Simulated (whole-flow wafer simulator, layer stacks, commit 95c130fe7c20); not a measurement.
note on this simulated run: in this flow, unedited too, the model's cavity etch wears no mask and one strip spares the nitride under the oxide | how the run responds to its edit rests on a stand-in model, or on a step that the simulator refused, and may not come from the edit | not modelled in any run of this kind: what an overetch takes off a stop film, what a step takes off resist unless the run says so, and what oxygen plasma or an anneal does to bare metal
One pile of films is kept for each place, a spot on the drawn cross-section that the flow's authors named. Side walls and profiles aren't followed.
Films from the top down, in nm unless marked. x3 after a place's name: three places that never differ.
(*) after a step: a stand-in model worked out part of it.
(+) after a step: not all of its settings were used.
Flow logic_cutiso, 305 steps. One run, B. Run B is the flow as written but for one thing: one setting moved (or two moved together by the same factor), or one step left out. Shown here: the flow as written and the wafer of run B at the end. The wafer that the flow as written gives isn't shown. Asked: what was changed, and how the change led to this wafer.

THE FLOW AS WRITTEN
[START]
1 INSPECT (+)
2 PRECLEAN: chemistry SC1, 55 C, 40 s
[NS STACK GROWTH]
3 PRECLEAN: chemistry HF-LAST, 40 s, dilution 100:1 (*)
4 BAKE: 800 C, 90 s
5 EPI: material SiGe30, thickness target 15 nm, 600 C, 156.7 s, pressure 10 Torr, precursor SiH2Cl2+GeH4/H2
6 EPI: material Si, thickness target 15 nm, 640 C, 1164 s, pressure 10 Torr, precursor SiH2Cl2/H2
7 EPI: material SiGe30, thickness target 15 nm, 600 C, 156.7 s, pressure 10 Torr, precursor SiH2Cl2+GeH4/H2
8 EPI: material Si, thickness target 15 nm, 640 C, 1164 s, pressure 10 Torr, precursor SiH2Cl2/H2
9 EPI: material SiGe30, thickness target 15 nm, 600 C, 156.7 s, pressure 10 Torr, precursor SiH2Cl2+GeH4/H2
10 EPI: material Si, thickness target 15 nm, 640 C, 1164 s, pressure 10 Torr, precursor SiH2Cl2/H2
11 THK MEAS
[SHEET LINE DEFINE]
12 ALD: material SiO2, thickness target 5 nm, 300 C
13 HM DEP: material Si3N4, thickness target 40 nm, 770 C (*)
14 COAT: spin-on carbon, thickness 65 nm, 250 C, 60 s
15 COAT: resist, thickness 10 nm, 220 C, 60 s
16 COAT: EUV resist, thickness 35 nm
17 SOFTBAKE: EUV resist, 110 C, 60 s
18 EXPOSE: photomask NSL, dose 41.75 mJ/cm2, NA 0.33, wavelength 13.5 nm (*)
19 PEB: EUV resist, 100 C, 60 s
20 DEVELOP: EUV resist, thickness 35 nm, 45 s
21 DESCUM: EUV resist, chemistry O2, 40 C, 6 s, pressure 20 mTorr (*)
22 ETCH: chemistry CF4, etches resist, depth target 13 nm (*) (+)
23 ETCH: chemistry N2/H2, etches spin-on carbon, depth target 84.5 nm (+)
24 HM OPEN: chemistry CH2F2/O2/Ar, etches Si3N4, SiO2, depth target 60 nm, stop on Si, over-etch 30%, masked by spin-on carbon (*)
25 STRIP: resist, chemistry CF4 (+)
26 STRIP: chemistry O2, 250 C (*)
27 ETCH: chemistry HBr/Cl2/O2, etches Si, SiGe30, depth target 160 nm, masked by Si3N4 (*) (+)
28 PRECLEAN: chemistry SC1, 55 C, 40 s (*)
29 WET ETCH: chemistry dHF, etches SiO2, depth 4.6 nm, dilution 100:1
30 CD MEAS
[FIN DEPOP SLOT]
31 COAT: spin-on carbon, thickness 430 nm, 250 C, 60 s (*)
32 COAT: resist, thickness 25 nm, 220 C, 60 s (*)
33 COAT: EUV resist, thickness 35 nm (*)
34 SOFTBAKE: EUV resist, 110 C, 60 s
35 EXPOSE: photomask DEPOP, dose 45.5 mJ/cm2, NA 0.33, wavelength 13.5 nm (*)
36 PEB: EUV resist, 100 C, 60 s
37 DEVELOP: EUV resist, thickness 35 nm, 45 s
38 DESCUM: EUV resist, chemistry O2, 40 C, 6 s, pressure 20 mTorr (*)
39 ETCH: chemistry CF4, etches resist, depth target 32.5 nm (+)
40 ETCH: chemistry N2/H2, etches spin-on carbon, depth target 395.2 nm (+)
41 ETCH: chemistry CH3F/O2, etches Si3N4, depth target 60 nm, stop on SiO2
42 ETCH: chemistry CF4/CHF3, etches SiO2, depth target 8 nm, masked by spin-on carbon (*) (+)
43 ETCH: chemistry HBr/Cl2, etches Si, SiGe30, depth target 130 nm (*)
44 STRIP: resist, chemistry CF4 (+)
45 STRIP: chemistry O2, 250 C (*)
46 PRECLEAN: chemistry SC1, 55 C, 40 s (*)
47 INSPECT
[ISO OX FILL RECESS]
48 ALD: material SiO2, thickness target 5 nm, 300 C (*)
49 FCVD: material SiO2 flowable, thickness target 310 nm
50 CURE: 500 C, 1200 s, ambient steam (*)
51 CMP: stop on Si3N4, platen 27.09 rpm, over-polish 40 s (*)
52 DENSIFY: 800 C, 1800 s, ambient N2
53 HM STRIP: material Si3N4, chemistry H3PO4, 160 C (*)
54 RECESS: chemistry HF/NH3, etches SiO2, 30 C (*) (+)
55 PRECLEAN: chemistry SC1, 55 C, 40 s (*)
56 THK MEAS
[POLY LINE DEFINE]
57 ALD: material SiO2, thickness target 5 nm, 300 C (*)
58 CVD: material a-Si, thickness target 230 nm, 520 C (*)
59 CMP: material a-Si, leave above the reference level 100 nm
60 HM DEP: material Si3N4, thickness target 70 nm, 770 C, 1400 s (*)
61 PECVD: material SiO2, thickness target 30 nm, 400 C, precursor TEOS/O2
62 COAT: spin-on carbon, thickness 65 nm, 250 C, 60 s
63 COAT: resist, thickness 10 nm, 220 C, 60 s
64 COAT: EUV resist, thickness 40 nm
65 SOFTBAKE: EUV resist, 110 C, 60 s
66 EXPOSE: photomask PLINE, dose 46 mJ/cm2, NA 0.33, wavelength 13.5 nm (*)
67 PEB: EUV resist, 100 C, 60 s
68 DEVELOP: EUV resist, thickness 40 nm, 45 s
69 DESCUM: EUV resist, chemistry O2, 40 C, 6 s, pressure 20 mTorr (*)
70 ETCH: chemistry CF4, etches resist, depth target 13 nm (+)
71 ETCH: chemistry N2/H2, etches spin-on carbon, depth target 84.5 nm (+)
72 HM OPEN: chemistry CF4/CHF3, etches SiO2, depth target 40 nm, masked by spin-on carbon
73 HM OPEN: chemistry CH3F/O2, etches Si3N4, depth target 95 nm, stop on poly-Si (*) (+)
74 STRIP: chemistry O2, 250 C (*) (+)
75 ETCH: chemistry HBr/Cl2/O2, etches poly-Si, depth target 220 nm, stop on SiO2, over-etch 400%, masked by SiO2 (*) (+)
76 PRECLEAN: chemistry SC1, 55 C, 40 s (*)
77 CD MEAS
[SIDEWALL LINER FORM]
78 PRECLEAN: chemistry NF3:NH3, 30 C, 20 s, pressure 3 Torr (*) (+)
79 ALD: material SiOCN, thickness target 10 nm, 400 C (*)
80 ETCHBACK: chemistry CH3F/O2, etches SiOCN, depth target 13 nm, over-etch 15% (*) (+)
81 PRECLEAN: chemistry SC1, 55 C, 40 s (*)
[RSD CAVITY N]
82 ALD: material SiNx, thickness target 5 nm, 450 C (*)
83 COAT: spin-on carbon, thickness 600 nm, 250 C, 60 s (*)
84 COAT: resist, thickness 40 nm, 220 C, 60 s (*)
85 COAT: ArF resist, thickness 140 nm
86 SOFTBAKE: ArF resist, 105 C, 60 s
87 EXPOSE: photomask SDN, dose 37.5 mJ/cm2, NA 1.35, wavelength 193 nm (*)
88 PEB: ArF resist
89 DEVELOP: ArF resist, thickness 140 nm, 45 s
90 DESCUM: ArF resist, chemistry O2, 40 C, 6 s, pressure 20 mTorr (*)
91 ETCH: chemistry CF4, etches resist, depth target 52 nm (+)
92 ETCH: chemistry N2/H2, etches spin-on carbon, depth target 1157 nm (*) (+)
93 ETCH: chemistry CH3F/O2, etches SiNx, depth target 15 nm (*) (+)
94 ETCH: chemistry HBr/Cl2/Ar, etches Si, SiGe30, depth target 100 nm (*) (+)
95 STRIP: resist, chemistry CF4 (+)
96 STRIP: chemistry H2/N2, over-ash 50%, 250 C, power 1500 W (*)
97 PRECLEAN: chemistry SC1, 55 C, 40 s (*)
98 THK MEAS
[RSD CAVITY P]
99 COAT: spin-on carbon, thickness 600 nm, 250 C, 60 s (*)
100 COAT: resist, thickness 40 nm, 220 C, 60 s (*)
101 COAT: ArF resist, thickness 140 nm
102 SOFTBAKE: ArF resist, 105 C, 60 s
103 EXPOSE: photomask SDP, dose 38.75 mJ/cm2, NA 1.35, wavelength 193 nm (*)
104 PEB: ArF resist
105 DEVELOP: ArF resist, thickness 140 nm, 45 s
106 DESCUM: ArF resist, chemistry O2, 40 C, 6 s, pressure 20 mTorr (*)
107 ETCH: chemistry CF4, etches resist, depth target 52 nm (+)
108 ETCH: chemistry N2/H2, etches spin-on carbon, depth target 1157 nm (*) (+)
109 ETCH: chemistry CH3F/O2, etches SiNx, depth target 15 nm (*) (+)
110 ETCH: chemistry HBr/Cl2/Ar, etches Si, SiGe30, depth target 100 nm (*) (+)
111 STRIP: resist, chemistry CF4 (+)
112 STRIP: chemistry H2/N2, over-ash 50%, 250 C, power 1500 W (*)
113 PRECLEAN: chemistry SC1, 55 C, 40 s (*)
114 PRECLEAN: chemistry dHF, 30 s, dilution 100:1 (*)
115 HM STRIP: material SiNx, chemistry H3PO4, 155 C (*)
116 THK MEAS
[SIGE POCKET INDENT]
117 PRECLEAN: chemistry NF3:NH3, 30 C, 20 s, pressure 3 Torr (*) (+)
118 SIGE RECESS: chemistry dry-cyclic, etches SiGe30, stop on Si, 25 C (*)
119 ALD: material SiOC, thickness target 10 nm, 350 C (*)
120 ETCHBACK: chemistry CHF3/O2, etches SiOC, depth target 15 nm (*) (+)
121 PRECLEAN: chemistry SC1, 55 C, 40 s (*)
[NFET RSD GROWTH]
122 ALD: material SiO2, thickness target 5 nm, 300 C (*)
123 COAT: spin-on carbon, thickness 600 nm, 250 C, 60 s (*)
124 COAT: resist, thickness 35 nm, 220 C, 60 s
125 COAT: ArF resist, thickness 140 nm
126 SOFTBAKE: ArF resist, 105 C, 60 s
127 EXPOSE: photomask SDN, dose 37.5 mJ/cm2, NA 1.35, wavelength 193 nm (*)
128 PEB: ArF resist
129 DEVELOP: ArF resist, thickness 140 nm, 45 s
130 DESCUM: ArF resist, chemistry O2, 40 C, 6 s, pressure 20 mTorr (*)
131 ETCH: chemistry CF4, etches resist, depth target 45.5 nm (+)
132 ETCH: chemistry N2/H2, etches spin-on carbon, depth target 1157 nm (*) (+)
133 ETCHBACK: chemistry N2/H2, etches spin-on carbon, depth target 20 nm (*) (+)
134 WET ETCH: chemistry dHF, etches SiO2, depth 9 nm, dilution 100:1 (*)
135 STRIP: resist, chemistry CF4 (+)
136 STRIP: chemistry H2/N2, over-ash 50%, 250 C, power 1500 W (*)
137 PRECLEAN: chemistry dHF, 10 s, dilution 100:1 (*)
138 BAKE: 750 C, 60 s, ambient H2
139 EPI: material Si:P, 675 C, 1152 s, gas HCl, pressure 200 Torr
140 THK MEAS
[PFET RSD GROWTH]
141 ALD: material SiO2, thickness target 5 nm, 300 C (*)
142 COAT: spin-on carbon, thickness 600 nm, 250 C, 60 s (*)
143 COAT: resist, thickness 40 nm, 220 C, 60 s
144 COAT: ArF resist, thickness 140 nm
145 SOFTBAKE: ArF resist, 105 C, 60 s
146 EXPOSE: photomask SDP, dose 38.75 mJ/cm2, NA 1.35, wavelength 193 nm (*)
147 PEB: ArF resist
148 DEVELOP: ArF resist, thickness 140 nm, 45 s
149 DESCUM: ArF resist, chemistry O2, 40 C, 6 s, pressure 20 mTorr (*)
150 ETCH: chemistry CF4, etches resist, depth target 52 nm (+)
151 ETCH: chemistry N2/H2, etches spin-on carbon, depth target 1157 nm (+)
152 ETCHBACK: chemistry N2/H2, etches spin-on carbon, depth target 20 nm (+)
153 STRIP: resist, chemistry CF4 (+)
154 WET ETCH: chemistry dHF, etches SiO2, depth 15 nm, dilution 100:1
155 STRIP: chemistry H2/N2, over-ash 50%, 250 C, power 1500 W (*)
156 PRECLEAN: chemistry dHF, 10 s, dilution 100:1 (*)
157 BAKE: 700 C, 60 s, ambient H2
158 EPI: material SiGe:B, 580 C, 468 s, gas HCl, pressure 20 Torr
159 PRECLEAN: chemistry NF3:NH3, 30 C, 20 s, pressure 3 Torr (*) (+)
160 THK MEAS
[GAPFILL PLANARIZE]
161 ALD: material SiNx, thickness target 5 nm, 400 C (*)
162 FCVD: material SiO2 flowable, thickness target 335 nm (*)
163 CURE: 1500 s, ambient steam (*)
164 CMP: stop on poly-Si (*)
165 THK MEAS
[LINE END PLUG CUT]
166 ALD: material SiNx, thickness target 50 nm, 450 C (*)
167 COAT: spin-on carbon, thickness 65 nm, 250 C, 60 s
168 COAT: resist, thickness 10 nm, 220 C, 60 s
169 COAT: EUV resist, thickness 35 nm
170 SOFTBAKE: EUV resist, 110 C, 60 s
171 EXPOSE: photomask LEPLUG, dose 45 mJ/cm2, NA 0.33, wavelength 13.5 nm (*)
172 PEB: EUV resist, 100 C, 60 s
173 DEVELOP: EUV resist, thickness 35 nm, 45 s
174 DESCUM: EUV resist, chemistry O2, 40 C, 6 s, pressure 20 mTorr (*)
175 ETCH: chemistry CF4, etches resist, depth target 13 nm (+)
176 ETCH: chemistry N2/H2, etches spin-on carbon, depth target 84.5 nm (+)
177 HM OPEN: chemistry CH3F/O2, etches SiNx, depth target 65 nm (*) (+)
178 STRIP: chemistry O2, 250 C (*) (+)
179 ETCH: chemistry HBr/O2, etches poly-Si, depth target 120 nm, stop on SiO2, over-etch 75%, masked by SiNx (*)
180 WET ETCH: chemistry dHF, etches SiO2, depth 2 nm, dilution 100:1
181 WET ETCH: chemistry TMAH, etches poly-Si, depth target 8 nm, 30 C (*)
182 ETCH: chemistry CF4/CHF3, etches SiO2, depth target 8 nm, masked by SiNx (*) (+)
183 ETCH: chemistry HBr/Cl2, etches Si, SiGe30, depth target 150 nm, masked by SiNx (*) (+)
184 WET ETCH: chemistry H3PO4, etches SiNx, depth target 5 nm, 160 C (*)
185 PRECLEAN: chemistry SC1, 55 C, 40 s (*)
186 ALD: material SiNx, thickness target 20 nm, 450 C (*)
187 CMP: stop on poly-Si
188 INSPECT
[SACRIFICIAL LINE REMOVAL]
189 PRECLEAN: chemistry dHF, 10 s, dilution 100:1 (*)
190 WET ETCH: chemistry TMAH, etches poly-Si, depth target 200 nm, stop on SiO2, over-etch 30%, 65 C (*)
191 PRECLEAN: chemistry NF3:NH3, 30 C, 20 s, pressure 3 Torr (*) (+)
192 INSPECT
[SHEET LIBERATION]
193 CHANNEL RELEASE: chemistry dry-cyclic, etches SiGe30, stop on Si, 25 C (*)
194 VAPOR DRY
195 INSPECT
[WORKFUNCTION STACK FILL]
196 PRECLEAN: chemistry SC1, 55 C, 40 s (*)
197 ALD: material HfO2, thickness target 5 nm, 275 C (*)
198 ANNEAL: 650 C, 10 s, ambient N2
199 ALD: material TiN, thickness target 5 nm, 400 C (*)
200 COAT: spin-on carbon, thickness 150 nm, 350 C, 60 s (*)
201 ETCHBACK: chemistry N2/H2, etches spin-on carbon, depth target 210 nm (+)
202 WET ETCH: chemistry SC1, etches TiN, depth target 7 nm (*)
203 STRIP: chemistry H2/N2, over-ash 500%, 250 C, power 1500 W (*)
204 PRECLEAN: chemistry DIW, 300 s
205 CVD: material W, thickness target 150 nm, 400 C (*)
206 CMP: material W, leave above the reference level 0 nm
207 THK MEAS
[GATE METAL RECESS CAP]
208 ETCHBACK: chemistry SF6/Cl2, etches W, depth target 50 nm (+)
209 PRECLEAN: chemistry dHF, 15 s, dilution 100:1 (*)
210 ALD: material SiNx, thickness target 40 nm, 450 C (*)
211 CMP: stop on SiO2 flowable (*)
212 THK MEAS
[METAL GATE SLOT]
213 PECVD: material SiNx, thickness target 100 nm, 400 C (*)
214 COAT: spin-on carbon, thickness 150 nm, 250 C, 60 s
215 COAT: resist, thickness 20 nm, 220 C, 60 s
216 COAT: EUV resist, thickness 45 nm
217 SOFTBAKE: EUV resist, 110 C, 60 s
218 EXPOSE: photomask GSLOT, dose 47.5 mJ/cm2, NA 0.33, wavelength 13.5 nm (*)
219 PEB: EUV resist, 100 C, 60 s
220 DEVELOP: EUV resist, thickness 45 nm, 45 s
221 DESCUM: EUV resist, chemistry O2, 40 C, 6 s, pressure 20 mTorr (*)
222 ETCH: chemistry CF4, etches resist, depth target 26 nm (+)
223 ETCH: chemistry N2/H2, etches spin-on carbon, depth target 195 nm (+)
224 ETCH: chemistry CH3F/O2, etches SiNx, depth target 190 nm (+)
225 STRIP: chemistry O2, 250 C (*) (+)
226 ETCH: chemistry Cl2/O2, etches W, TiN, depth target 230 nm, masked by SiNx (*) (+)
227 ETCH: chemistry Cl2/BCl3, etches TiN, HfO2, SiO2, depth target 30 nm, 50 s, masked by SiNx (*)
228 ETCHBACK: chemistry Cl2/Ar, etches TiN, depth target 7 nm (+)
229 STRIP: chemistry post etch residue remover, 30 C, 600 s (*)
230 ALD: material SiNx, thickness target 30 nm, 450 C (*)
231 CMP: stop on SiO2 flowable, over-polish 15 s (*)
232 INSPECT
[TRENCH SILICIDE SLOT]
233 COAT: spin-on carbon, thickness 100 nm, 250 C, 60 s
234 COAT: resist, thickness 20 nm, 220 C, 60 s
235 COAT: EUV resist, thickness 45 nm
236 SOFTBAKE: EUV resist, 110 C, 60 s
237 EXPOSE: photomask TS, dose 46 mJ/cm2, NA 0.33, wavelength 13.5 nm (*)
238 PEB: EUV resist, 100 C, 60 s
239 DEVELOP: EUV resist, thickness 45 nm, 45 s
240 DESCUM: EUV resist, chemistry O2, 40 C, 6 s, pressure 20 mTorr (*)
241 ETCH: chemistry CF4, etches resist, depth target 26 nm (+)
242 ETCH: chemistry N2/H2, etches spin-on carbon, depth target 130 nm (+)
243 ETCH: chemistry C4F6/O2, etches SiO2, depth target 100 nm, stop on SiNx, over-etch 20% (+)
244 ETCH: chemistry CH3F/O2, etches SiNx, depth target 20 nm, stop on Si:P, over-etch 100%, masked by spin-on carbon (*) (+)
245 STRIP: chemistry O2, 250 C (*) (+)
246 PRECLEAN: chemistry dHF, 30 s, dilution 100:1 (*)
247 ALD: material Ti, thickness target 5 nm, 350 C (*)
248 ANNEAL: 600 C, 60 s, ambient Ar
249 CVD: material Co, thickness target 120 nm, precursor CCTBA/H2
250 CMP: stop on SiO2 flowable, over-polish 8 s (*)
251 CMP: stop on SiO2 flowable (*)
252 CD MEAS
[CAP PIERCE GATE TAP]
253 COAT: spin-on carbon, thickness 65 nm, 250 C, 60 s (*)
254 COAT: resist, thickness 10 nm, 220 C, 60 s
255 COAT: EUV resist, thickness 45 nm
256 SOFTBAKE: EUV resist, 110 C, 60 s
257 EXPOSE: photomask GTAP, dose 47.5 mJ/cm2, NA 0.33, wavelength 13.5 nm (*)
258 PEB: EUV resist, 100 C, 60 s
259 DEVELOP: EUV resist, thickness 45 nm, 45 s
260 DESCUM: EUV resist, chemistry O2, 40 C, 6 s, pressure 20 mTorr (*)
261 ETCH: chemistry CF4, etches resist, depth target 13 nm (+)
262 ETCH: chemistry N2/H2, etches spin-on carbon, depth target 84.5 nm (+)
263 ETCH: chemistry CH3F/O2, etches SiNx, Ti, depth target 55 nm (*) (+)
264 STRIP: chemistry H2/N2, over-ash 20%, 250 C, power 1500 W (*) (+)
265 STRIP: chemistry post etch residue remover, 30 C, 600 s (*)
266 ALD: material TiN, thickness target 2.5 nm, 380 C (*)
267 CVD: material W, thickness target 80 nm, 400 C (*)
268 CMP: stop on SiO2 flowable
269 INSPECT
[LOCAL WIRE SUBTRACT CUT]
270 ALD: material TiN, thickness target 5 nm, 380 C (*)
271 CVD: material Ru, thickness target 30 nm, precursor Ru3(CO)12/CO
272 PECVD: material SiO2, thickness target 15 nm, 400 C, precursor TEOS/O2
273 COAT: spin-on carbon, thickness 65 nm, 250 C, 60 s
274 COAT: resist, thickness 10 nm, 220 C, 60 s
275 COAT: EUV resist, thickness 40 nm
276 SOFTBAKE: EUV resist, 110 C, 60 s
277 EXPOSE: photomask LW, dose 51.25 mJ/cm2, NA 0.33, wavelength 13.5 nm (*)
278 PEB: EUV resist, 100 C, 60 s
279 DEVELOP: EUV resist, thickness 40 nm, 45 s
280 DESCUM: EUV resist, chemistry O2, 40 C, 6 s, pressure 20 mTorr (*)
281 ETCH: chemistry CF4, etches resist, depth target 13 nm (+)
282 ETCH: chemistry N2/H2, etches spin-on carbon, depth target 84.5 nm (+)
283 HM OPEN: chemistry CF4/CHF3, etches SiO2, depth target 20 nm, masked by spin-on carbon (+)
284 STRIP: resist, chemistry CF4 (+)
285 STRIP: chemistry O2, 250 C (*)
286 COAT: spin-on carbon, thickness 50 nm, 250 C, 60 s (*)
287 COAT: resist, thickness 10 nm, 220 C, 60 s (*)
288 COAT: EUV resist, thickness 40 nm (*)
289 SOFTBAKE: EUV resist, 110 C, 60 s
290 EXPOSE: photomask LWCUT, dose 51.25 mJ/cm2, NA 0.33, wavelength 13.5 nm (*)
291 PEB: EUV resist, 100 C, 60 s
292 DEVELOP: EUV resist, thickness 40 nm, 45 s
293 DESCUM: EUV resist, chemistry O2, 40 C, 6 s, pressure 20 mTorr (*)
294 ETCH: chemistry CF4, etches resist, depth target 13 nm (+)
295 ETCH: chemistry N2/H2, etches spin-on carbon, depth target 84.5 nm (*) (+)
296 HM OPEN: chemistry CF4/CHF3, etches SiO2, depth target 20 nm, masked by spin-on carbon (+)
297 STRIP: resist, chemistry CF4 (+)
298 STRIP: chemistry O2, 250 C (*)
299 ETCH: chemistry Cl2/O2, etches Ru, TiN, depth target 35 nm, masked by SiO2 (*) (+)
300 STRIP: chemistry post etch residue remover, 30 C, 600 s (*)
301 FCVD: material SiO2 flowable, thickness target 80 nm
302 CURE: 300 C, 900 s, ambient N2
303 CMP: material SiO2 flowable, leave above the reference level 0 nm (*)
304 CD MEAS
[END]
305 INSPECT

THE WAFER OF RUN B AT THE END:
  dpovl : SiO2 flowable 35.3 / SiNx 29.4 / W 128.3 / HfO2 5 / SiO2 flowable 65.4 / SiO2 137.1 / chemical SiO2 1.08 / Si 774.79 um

The cause: step 40, ETCH: depth target 543.4 nm was run, where the flow has depth target 395.2 nm.

How the change led to this, step by step:
  40 ETCH: chemistry N2/H2, etches spin-on carbon, depth target 395.2 nm (+)
      dpovl: spin-on carbon -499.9 (all of it) (as written it would be: spin-on carbon -395.2)
      gfld, gl, glp and 17 more: EUV resist -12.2 (all of it), resist -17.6 (as written it would be: EUV resist -12.2 (all of it), resist -13.9)
      (and at 1 more place)
  41 ETCH: chemistry CH3F/O2, etches Si3N4, depth target 60 nm, stop on SiO2
      dpovl: Si -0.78 (as written it would be: spin-on carbon -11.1)
      depop: Si3N4 -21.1 (all of it), SiO2 -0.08 (as written it would be: Si3N4 -22.2 (all of it), SiO2 -0.08)
  42 ETCH: chemistry CF4/CHF3, etches SiO2, depth target 8 nm, masked by spin-on carbon (*) (+)
      dpovl: Si -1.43 (as written it would be: spin-on carbon -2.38)
      gfld: resist -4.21 (all of it), spin-on carbon -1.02 (as written it would be: resist -7.38)
      (and at 19 more places)
  43 ETCH: chemistry HBr/Cl2, etches Si, SiGe30, depth target 130 nm (*)
      dpovl: Si -130 (as written it would be: spin-on carbon -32)
  45 STRIP: chemistry O2, 250 C (*)
      dpovl: chemical SiO2 +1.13 (new film), Si -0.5 (as written it would be: chemical SiO2 +0.82 (new film), spin-on carbon -59.3 (all of it), Si -0.36)
  48 ALD: material SiO2, thickness target 5 nm, 300 C (*)
      dpovl: SiO2 +137.1 (new film) (as written it would be: SiO2 +5 (new film))
  52 DENSIFY: 800 C, 1800 s, ambient N2
      nsgap: SiO2 flowable -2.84 (as written it would be: SiO2 flowable -2.13)
